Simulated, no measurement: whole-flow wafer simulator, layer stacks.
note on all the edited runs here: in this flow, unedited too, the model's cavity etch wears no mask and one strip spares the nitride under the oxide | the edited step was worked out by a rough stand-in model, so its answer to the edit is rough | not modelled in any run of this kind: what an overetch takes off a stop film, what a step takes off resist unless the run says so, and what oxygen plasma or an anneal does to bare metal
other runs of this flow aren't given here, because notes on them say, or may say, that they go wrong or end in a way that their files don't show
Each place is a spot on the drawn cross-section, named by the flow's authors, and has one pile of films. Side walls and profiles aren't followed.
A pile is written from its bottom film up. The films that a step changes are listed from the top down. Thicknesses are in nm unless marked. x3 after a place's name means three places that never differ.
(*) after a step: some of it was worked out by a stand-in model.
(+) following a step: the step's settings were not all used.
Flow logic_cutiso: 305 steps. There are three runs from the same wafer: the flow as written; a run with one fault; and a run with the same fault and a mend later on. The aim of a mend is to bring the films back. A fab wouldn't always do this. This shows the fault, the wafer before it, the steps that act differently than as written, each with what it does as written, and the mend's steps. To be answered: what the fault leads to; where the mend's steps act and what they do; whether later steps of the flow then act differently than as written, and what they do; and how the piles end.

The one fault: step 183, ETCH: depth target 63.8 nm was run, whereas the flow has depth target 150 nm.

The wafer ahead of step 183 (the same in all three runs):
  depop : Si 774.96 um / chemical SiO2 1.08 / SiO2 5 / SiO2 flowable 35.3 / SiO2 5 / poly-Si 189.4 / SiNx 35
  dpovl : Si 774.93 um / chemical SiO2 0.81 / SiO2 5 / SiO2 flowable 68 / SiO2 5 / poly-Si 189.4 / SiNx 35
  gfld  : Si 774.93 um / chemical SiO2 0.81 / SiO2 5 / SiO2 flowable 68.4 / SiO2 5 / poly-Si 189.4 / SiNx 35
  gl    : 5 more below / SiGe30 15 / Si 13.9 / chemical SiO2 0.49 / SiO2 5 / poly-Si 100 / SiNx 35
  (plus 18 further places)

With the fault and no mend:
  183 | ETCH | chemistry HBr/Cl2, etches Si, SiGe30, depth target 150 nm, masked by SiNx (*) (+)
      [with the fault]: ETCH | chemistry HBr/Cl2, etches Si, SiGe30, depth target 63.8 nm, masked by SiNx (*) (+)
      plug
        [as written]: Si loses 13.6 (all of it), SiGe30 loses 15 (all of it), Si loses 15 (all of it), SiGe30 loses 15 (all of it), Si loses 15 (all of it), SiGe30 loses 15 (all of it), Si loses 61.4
        [with the fault]: Si loses 13.6 (all of it), SiGe30 loses 15 (all of it), Si loses 15 (all of it), SiGe30 loses 15 (all of it), Si loses 5.24
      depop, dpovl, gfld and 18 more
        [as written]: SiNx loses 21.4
        [with the fault]: SiNx loses 9.11
  Steps further on in the flow that do not act as written:
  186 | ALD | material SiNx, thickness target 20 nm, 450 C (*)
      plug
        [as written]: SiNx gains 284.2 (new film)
        [with the fault]: SiNx gains 210.3 (new film)
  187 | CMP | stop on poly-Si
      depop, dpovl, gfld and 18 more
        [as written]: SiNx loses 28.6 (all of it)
        [with the fault]: SiNx loses 40.9 (all of it)
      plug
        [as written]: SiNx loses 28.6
        [with the fault]: SiNx loses 40.9
  At plug, the piles at the end differ from the flow's by more than 2% or 0.5 nm, whichever is larger.
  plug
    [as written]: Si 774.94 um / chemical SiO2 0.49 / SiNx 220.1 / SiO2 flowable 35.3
    [with the fault]: Si 775 um / SiGe30 15 / Si 9.48 / chemical SiO2 0.49 / SiNx 133.9 / SiO2 flowable 35.3

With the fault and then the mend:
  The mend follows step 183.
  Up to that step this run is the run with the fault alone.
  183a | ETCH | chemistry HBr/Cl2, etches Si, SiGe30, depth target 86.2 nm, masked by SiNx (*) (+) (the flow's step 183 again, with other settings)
      depop, dpovl, gfld and 18 more
        SiNx loses 12.3
      plug
        Si loses 9.76 (all of it), SiGe30 loses 15 (all of it), Si loses 61.4
  Every later step of the flow that is run acts as written at every place that is followed.
  By the end, the piles equal the flow's at every place that both follow.
